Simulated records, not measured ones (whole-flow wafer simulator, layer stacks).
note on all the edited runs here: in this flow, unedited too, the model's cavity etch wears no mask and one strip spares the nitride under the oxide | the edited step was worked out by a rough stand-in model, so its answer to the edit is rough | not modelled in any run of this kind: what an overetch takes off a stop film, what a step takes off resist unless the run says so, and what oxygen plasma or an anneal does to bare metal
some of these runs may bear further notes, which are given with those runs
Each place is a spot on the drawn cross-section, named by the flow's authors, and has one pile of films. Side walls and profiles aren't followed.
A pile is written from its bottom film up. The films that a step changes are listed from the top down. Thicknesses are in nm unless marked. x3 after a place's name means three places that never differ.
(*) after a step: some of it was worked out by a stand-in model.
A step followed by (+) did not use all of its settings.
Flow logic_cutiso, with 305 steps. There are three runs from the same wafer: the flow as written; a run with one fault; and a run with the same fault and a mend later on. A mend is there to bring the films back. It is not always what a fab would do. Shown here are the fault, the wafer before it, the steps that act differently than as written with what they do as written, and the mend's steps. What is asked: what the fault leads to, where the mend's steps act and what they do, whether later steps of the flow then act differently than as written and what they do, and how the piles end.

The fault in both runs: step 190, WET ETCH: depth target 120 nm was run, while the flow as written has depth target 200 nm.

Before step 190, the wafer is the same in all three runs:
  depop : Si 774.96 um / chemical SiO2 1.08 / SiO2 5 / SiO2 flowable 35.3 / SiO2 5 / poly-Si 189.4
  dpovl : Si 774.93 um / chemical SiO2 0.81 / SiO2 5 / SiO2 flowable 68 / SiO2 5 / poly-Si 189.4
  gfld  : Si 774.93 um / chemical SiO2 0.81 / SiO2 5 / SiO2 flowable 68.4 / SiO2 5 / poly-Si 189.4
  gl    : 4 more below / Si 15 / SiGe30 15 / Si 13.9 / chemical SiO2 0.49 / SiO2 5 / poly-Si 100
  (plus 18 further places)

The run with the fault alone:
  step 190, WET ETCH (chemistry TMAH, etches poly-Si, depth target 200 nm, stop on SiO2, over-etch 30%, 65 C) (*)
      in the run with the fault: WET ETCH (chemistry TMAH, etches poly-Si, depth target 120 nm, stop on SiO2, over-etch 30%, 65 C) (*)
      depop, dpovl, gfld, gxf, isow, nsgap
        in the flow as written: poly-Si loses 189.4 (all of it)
        in the run with the fault: poly-Si loses 120
  Later steps of the flow acting differently than as written (1 more step, not shown, differs only slightly: by at most 2% or 0.5 nm, whichever is larger):
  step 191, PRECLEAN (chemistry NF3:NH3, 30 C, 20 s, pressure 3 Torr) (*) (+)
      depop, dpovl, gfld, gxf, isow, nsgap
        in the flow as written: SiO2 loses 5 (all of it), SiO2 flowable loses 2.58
        in the run with the fault: nothing
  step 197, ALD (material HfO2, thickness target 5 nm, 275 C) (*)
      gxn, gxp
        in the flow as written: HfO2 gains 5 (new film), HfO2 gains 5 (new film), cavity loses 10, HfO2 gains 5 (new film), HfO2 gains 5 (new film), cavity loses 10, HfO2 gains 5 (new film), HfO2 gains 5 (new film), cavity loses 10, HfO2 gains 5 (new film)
        in the run with the fault: HfO2 gains 5 (new film), HfO2 gains 5 (new film), cavity loses 10, HfO2 gains 5 (new film), HfO2 gains 14.5 (new film), cavity loses 14.5 (all of it), HfO2 gains 14.5 (new film), cavity loses 14.5 (all of it)
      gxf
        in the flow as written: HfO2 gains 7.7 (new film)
        in the run with the fault: HfO2 gains 5 (new film)
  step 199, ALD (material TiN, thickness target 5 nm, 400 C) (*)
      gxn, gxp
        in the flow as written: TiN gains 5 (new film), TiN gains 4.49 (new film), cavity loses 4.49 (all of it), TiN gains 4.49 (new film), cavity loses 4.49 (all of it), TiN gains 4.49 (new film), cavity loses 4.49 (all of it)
        in the run with the fault: TiN gains 5 (new film), TiN gains 4.49 (new film), cavity loses 4.49 (all of it)
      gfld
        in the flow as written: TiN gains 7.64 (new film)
        in the run with the fault: TiN gains 5 (new film)
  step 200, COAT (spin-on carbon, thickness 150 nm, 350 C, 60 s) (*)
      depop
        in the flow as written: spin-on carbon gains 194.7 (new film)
        in the run with the fault: spin-on carbon gains 157 (new film)
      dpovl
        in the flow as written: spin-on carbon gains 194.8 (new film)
        in the run with the fault: spin-on carbon gains 157 (new film)
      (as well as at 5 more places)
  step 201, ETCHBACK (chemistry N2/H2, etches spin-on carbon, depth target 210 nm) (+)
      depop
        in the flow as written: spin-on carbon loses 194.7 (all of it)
        in the run with the fault: spin-on carbon loses 157 (all of it)
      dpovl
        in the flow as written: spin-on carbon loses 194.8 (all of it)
        in the run with the fault: spin-on carbon loses 157 (all of it)
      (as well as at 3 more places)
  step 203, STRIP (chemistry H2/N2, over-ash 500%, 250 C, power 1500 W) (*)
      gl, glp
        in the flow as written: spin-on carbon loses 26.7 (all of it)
        in the run with the fault: spin-on carbon loses 28.3 (all of it)
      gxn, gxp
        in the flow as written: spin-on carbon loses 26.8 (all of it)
        in the run with the fault: spin-on carbon loses 28.5 (all of it)
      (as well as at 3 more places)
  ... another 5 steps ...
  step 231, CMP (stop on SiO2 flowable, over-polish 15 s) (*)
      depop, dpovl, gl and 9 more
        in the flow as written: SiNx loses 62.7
        in the run with the fault: SiNx loses 82
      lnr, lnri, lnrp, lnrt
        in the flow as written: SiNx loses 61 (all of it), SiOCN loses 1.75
        in the run with the fault: SiNx loses 80.3 (all of it), SiOCN loses 1.75
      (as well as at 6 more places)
  At depop, dpovl, gfld, gxf, gxn, gxp, isow, nsgap, the piles at the end differ from the flow's by more than 2% or 0.5 nm, whichever is larger.
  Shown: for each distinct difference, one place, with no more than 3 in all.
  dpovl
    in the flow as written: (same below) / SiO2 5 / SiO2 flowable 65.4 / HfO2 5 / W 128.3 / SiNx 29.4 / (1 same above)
    in the run with the fault: (same below) / SiO2 5 / SiO2 flowable 68 / SiO2 5 / poly-Si 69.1 / chemical SiO2 0.49 / HfO2 5 / W 51 / SiNx 29.4 / (1 same above)
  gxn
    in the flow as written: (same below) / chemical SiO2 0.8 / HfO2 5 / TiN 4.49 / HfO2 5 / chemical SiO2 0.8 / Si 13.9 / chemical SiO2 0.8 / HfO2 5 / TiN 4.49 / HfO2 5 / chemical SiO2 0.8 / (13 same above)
    in the run with the fault: (same below) / chemical SiO2 0.8 / HfO2 14.5 / chemical SiO2 0.8 / Si 13.9 / chemical SiO2 0.8 / HfO2 14.5 / chemical SiO2 0.8 / (13 same above)
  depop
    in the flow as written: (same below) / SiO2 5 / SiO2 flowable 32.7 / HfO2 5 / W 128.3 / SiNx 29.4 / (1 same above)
    in the run with the fault: (same below) / SiO2 5 / SiO2 flowable 35.3 / SiO2 5 / poly-Si 69.1 / chemical SiO2 0.49 / HfO2 5 / W 51 / SiNx 29.4 / (1 same above)

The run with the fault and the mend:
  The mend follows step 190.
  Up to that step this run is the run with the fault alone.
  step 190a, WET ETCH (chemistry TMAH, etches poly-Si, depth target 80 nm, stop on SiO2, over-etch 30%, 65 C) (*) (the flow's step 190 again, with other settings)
      depop, dpovl, gfld, gxf, isow, nsgap
        poly-Si loses 69.4 (all of it)
  Later steps of the flow that are run all act as written at every place that is followed.
  At every place that both follow, the piles at the end match the flow's.
